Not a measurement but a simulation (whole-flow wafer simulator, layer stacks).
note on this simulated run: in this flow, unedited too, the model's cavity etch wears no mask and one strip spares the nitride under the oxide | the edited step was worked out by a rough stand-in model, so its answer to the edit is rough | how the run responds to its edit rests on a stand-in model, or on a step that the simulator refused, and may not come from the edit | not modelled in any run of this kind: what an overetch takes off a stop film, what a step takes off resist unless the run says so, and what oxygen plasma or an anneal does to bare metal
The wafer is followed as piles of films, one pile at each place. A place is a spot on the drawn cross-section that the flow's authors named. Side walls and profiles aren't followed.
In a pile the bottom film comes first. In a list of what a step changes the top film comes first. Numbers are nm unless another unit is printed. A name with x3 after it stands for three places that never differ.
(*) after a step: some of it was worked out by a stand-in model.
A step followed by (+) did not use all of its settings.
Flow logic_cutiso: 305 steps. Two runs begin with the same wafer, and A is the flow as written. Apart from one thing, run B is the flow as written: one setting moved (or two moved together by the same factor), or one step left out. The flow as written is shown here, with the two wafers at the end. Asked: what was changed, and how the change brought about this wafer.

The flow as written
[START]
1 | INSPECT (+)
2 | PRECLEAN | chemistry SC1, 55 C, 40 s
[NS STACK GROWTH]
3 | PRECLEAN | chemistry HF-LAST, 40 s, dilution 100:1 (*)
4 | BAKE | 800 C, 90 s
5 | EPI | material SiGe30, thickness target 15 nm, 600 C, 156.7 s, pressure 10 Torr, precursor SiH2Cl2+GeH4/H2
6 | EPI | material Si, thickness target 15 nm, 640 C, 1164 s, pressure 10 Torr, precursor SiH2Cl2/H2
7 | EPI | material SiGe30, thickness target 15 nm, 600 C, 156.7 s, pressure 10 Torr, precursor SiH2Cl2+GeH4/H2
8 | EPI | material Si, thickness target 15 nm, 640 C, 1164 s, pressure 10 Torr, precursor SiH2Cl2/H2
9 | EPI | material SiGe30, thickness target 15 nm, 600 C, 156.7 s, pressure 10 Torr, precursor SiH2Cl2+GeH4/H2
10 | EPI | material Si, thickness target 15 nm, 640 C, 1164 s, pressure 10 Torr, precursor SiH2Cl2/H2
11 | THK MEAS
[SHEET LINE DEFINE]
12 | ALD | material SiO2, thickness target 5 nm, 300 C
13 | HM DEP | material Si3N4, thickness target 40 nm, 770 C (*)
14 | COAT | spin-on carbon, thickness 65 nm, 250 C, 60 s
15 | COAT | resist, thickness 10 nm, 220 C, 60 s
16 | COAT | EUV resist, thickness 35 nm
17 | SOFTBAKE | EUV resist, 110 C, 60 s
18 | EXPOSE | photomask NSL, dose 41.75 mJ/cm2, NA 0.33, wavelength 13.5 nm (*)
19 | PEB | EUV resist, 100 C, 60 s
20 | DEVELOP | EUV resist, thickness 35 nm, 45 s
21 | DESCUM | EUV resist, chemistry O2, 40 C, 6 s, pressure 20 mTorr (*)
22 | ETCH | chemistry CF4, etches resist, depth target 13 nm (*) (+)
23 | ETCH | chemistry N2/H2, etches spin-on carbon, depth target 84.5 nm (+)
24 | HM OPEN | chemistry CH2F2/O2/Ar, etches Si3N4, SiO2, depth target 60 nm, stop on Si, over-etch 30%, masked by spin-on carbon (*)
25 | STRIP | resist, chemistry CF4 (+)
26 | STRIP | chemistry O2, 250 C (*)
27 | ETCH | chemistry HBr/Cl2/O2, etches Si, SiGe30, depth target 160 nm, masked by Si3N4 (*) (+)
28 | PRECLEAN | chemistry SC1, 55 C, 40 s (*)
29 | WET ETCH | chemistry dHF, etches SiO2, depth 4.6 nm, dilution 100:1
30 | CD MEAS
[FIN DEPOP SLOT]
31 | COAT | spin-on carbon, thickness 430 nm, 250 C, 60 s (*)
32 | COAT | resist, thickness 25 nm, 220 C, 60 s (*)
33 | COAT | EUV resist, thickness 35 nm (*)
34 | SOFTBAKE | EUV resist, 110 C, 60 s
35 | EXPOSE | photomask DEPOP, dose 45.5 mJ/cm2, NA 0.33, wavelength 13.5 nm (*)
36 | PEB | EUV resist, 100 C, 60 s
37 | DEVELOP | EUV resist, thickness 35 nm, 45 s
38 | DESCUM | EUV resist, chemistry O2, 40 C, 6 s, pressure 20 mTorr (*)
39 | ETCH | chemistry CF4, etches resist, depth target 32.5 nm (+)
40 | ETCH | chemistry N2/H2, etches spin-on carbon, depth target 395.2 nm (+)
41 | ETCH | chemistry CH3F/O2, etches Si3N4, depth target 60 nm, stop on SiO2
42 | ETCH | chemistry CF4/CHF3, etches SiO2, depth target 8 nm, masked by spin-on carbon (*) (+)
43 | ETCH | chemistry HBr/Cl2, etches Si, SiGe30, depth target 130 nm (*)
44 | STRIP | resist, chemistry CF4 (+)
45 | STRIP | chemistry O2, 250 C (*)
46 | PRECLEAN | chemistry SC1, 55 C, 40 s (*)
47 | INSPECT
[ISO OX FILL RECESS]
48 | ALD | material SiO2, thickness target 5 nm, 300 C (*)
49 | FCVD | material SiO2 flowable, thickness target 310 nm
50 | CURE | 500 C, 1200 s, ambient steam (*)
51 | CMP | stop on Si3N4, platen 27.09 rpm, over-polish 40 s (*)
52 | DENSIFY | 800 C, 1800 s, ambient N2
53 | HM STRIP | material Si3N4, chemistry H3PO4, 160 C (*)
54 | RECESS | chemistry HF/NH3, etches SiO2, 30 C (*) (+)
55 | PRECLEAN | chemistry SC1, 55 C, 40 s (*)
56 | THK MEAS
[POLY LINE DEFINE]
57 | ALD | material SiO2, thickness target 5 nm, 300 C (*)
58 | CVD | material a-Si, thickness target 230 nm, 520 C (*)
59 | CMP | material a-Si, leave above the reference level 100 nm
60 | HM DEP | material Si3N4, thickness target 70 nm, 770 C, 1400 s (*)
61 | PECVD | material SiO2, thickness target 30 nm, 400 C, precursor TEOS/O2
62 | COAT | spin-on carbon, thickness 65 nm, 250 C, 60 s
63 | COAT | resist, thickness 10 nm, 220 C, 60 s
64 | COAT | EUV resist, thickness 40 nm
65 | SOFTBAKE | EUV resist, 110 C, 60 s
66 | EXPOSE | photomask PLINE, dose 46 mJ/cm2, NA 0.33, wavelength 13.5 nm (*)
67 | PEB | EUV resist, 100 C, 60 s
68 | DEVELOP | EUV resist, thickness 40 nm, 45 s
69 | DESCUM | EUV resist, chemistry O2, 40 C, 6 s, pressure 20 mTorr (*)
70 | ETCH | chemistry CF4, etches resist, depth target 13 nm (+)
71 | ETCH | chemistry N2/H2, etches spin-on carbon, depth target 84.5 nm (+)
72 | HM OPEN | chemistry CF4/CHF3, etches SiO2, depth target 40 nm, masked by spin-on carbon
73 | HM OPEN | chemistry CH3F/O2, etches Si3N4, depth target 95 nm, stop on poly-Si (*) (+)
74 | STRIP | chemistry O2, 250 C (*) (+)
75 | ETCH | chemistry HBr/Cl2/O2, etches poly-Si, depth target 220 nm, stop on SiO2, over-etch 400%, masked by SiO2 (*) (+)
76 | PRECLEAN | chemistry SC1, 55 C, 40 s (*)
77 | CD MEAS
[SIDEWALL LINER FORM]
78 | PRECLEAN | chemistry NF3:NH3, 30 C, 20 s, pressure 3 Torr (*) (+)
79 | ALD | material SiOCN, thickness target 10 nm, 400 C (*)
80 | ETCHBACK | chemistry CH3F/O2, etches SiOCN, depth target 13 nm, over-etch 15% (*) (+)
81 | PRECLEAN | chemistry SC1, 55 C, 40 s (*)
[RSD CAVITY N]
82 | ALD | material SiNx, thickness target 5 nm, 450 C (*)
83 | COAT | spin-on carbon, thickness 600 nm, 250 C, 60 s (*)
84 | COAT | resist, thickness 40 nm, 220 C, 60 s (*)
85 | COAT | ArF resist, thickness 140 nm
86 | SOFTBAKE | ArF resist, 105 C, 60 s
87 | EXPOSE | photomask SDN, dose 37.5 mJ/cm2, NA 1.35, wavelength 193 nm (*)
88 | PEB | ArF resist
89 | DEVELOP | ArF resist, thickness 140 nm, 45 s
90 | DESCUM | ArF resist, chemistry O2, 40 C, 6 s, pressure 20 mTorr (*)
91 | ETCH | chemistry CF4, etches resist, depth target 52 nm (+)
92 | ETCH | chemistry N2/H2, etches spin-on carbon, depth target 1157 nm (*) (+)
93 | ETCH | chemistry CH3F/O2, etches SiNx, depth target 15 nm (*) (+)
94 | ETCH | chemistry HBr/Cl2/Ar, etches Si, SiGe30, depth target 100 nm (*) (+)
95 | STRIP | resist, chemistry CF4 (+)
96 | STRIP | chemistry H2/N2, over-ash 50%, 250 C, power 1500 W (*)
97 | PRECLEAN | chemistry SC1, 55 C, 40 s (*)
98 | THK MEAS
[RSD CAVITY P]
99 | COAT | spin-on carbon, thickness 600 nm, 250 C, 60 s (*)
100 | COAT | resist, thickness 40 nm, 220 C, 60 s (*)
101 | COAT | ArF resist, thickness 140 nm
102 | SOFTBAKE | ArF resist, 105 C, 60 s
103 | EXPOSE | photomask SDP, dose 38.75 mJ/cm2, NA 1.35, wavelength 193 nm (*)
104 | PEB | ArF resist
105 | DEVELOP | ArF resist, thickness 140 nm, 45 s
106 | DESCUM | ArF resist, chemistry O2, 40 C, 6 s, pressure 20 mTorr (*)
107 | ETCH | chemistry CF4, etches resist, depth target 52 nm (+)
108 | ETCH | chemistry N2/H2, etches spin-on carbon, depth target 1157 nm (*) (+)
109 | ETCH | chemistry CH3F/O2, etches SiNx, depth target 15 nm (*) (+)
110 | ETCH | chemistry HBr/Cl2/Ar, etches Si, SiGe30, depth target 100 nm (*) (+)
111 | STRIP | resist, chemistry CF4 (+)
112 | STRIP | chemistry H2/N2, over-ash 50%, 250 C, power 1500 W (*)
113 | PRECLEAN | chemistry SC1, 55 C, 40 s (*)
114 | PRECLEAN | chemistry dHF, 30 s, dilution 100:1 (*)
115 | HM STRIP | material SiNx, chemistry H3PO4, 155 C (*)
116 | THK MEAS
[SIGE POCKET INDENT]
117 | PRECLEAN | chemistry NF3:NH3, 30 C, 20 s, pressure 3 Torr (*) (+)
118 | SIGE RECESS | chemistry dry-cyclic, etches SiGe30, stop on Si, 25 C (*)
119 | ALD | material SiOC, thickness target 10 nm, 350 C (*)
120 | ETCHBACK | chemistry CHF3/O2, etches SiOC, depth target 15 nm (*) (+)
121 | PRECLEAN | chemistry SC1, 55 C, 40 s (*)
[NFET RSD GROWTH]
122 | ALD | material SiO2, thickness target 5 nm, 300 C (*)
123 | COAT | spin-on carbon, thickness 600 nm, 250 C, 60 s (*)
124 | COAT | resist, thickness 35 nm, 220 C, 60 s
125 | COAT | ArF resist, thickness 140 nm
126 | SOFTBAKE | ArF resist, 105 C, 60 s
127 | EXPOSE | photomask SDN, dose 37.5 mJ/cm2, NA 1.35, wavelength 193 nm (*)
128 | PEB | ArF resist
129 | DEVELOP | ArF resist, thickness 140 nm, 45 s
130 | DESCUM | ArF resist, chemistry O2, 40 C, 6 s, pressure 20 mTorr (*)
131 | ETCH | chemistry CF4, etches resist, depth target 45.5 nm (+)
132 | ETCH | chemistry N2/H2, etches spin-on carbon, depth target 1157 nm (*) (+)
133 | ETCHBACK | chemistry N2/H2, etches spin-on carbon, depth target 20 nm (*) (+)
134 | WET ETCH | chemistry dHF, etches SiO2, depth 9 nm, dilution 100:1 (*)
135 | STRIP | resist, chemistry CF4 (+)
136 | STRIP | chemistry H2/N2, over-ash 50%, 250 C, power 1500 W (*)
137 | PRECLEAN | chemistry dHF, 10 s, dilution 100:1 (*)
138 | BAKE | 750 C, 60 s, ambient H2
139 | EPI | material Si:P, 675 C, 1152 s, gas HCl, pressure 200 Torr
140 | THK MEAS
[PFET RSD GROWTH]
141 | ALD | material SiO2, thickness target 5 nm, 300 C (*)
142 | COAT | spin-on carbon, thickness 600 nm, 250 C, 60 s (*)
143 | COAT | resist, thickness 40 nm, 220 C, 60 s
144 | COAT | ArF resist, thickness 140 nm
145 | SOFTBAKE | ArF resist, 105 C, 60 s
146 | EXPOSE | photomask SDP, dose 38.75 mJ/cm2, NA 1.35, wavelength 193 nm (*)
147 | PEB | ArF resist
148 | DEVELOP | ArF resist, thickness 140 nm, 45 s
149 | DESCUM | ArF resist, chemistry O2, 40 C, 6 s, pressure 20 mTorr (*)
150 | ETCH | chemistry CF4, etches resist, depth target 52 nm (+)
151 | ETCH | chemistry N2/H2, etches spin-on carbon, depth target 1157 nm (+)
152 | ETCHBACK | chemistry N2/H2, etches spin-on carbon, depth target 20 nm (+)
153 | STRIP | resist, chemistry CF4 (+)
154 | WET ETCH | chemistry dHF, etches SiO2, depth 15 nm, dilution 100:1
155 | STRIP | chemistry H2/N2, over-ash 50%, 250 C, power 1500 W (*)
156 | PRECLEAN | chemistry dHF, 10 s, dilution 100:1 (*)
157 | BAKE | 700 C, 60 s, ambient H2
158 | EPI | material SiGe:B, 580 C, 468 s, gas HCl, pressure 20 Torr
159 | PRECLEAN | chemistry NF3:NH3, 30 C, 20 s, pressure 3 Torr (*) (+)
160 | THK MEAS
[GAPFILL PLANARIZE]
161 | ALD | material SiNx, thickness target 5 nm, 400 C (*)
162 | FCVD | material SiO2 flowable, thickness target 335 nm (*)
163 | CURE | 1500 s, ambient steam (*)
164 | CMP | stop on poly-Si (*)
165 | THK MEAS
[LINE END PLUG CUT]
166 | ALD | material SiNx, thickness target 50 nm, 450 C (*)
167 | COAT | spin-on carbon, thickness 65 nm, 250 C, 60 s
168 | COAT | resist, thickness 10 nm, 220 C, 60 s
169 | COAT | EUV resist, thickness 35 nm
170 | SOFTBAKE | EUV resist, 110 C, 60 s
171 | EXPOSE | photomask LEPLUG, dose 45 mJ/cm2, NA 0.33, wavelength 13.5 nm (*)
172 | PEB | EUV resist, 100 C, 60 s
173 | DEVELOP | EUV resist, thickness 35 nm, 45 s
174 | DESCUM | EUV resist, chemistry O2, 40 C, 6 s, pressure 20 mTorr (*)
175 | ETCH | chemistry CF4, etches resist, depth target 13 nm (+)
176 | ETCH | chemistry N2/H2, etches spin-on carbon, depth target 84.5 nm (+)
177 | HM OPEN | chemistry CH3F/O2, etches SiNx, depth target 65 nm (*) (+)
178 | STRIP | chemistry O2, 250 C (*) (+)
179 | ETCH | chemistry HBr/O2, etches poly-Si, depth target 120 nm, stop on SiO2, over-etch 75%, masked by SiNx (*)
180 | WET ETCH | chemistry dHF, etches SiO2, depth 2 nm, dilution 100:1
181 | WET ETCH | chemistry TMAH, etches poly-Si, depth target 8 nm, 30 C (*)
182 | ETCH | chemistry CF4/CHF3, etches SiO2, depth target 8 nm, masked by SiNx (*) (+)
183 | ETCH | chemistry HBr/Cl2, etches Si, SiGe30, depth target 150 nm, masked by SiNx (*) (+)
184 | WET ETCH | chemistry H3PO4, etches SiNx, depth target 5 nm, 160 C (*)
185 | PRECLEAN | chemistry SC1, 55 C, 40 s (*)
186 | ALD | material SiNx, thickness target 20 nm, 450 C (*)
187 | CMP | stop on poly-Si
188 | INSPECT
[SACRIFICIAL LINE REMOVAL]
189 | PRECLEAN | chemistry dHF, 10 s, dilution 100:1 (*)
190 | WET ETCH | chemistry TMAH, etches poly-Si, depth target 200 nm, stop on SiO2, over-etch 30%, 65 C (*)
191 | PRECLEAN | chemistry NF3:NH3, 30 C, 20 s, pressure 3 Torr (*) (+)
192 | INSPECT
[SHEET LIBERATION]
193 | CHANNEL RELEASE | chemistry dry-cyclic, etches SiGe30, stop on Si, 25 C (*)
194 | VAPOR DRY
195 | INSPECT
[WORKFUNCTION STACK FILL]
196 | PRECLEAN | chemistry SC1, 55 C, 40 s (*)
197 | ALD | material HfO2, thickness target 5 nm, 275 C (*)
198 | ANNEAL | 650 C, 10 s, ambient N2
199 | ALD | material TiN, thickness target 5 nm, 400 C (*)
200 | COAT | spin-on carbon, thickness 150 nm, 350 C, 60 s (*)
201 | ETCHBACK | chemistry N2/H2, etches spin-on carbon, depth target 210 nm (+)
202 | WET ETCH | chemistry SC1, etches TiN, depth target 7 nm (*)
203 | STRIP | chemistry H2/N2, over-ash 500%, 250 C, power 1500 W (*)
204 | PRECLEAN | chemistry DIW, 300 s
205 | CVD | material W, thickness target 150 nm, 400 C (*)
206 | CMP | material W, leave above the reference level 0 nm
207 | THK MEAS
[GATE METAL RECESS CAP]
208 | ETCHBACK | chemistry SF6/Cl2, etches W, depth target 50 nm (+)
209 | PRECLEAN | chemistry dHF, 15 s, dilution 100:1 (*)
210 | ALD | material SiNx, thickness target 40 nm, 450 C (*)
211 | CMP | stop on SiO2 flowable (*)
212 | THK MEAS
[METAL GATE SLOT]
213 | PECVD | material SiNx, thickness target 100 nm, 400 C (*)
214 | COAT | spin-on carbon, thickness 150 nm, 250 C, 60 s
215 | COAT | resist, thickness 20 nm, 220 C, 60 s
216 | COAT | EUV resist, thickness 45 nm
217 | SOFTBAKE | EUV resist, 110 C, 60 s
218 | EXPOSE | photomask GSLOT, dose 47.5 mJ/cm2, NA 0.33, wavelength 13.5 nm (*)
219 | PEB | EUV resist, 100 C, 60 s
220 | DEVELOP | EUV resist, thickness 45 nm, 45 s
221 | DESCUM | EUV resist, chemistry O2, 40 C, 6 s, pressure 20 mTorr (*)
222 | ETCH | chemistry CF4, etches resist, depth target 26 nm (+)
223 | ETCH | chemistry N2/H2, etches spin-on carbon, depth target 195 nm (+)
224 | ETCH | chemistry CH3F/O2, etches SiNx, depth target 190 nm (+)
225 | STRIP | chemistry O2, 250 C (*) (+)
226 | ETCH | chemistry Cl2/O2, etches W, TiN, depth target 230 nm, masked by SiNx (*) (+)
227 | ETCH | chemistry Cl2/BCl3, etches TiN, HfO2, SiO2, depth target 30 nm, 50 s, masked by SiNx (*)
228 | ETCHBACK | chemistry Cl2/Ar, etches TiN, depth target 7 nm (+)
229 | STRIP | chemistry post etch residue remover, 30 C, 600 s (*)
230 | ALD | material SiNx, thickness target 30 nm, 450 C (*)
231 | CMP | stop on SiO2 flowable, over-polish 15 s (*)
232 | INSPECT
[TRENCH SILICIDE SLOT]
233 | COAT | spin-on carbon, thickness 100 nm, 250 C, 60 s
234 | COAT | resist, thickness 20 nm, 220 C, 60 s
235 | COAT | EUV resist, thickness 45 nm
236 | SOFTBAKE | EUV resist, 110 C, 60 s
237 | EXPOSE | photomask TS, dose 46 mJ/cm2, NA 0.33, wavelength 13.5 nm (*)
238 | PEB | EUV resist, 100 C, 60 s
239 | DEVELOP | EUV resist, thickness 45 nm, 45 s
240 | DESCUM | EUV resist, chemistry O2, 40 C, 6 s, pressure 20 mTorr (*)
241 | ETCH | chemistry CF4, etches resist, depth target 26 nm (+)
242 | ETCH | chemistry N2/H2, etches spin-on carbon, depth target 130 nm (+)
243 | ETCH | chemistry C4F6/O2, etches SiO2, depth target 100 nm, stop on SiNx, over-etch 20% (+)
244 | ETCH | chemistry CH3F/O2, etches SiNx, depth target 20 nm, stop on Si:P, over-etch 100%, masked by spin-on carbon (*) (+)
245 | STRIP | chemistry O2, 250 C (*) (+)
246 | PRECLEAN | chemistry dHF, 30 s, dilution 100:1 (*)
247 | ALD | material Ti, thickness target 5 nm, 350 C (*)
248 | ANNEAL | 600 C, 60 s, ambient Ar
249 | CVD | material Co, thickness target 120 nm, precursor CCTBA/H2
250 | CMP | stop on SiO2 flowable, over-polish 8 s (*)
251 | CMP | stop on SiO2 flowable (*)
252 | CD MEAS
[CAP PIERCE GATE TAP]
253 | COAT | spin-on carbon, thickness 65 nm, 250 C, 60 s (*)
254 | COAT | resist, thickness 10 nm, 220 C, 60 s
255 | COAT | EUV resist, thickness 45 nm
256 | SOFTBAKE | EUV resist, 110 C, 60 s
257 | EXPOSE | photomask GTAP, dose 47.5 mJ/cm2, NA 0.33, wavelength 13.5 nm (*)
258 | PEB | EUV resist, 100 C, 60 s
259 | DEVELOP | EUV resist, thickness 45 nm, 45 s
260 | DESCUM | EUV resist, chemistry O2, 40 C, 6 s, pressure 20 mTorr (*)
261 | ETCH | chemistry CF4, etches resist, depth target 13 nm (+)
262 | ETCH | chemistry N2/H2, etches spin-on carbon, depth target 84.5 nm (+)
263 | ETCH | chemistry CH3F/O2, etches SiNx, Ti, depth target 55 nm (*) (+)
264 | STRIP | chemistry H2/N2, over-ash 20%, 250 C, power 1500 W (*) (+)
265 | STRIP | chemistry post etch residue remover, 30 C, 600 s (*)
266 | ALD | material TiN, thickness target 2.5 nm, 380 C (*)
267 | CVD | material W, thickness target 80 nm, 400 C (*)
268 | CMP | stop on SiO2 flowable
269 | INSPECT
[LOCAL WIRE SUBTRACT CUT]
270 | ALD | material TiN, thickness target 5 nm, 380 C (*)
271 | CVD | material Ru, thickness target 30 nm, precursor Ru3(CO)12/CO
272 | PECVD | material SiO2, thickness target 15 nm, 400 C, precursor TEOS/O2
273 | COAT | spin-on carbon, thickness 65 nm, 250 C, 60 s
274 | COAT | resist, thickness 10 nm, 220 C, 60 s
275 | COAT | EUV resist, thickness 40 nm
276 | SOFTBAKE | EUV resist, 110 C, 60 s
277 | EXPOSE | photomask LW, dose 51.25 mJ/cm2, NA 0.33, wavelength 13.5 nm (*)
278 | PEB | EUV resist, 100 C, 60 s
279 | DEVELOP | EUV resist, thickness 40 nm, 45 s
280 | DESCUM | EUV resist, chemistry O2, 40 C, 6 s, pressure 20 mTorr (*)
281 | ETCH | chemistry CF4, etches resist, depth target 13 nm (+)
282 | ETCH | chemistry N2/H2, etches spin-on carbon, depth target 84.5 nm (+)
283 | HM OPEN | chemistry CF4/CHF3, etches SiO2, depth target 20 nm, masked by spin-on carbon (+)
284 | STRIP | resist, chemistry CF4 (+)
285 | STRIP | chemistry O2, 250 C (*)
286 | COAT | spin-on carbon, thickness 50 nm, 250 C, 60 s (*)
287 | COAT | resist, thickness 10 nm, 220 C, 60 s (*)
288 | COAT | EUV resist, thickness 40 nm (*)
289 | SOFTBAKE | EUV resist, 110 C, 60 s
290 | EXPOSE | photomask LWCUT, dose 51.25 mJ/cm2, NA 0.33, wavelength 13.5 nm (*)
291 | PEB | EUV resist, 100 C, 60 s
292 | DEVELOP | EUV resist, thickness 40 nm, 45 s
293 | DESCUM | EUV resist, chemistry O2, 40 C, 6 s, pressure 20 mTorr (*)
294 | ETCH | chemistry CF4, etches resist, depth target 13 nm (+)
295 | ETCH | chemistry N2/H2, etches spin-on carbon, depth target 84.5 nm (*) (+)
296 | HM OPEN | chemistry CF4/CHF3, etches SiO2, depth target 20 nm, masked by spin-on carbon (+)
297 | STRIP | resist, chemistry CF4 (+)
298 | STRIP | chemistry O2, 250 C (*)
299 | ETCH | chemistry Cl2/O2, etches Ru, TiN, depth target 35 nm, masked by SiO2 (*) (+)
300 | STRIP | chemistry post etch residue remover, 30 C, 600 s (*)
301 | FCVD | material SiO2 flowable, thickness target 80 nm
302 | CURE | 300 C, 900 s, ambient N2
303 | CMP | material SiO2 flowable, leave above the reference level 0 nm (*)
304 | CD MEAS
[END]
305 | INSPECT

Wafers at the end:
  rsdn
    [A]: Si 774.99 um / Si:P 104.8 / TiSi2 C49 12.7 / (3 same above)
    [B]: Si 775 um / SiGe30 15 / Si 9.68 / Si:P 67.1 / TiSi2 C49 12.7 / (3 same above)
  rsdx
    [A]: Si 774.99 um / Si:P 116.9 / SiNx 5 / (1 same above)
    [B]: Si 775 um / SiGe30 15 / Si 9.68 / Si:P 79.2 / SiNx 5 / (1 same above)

Cause: step 94, ETCH: depth target 45 nm was run, whereas the flow has depth target 100 nm.

The path from the change to this, step by step:
  94 | ETCH | chemistry HBr/Cl2/Ar, etches Si, SiGe30, depth target 100 nm (*) (+)
      rsdn, rsdx: A chemical SiO2 loses 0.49 (all of it), Si loses 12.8 (all of it), SiGe30 loses 15 (all of it), Si loses 15 (all of it), SiGe30 loses 15 (all of it), Si loses 15 (all of it), SiGe30 loses 15 (all of it), Si loses 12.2 | B chemical SiO2 loses 0.49 (all of it), Si loses 12.8 (all of it), SiGe30 loses 15 (all of it), Si loses 15 (all of it), SiGe30 loses 2.17
  99 | COAT | spin-on carbon, thickness 600 nm, 250 C, 60 s (*)
      rsdn: A spin-on carbon gains 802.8 (new film) | B spin-on carbon gains 756.9 (new film)
      rsdx: A spin-on carbon gains 802.8 (new film) | B spin-on carbon gains 756.8 (new film)
  111 | STRIP | resist, chemistry CF4 (+)
      lnrt, rsdn: A resist loses 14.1 (all of it) | B resist loses 13.5 (all of it)
  112 | STRIP | chemistry H2/N2, over-ash 50%, 250 C, power 1500 W (*)
      rsdn: A spin-on carbon loses 802.8 (all of it) | B spin-on carbon loses 756.9 (all of it)
      rsdx: A spin-on carbon loses 802.8 (all of it) | B spin-on carbon loses 756.8 (all of it)
  115 | HM STRIP | material SiNx, chemistry H3PO4, 155 C (*)
      rsdn, rsdx: A chemical SiO2 gains 0.5 (new film), Si loses 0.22 | B chemical SiO2 gains 0.5 (new film), SiGe30 loses 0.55
  118 | SIGE RECESS | chemistry dry-cyclic, etches SiGe30, stop on Si, 25 C (*)
      rsdn, rsdx: A nothing | B SiGe30 loses 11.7 (all of it)
  120 | ETCHBACK | chemistry CHF3/O2, etches SiOC, depth target 15 nm (*) (+)
      rsdn, rsdx: A SiOC loses 10 (all of it) | B SiOC loses 10 (all of it), Si loses 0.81
  123 | COAT | spin-on carbon, thickness 600 nm, 250 C, 60 s (*)
      rsdn, rsdx: A spin-on carbon gains 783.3 (new film) | B spin-on carbon gains 746.5 (new film)
  132 | ETCH | chemistry N2/H2, etches spin-on carbon, depth target 1157 nm (*) (+)
      rsdn, rsdx: A spin-on carbon loses 778.1 (all of it) | B spin-on carbon loses 741.2 (all of it), SiO2 loses 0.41
      depop, dpovl, gfld and 12 more: A ArF resist loses 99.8 (all of it), resist loses 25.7 | B ArF resist loses 99.8 (all of it), resist loses 25.1
  135 | STRIP | resist, chemistry CF4 (+)
      rsdn, rsdx: A nothing | B Si loses 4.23
      depop, dpovl, isow, ns, nsgap, rsdp: A resist loses 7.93 (all of it) | B resist loses 8.57 (all of it)
      (also at 14 further places)
  139 | EPI | material Si:P, 675 C, 1152 s, gas HCl, pressure 200 Torr
      rsdn, rsdx: A Si:P gains 116.9 (new film) | B Si:P gains 79.2 (new film)
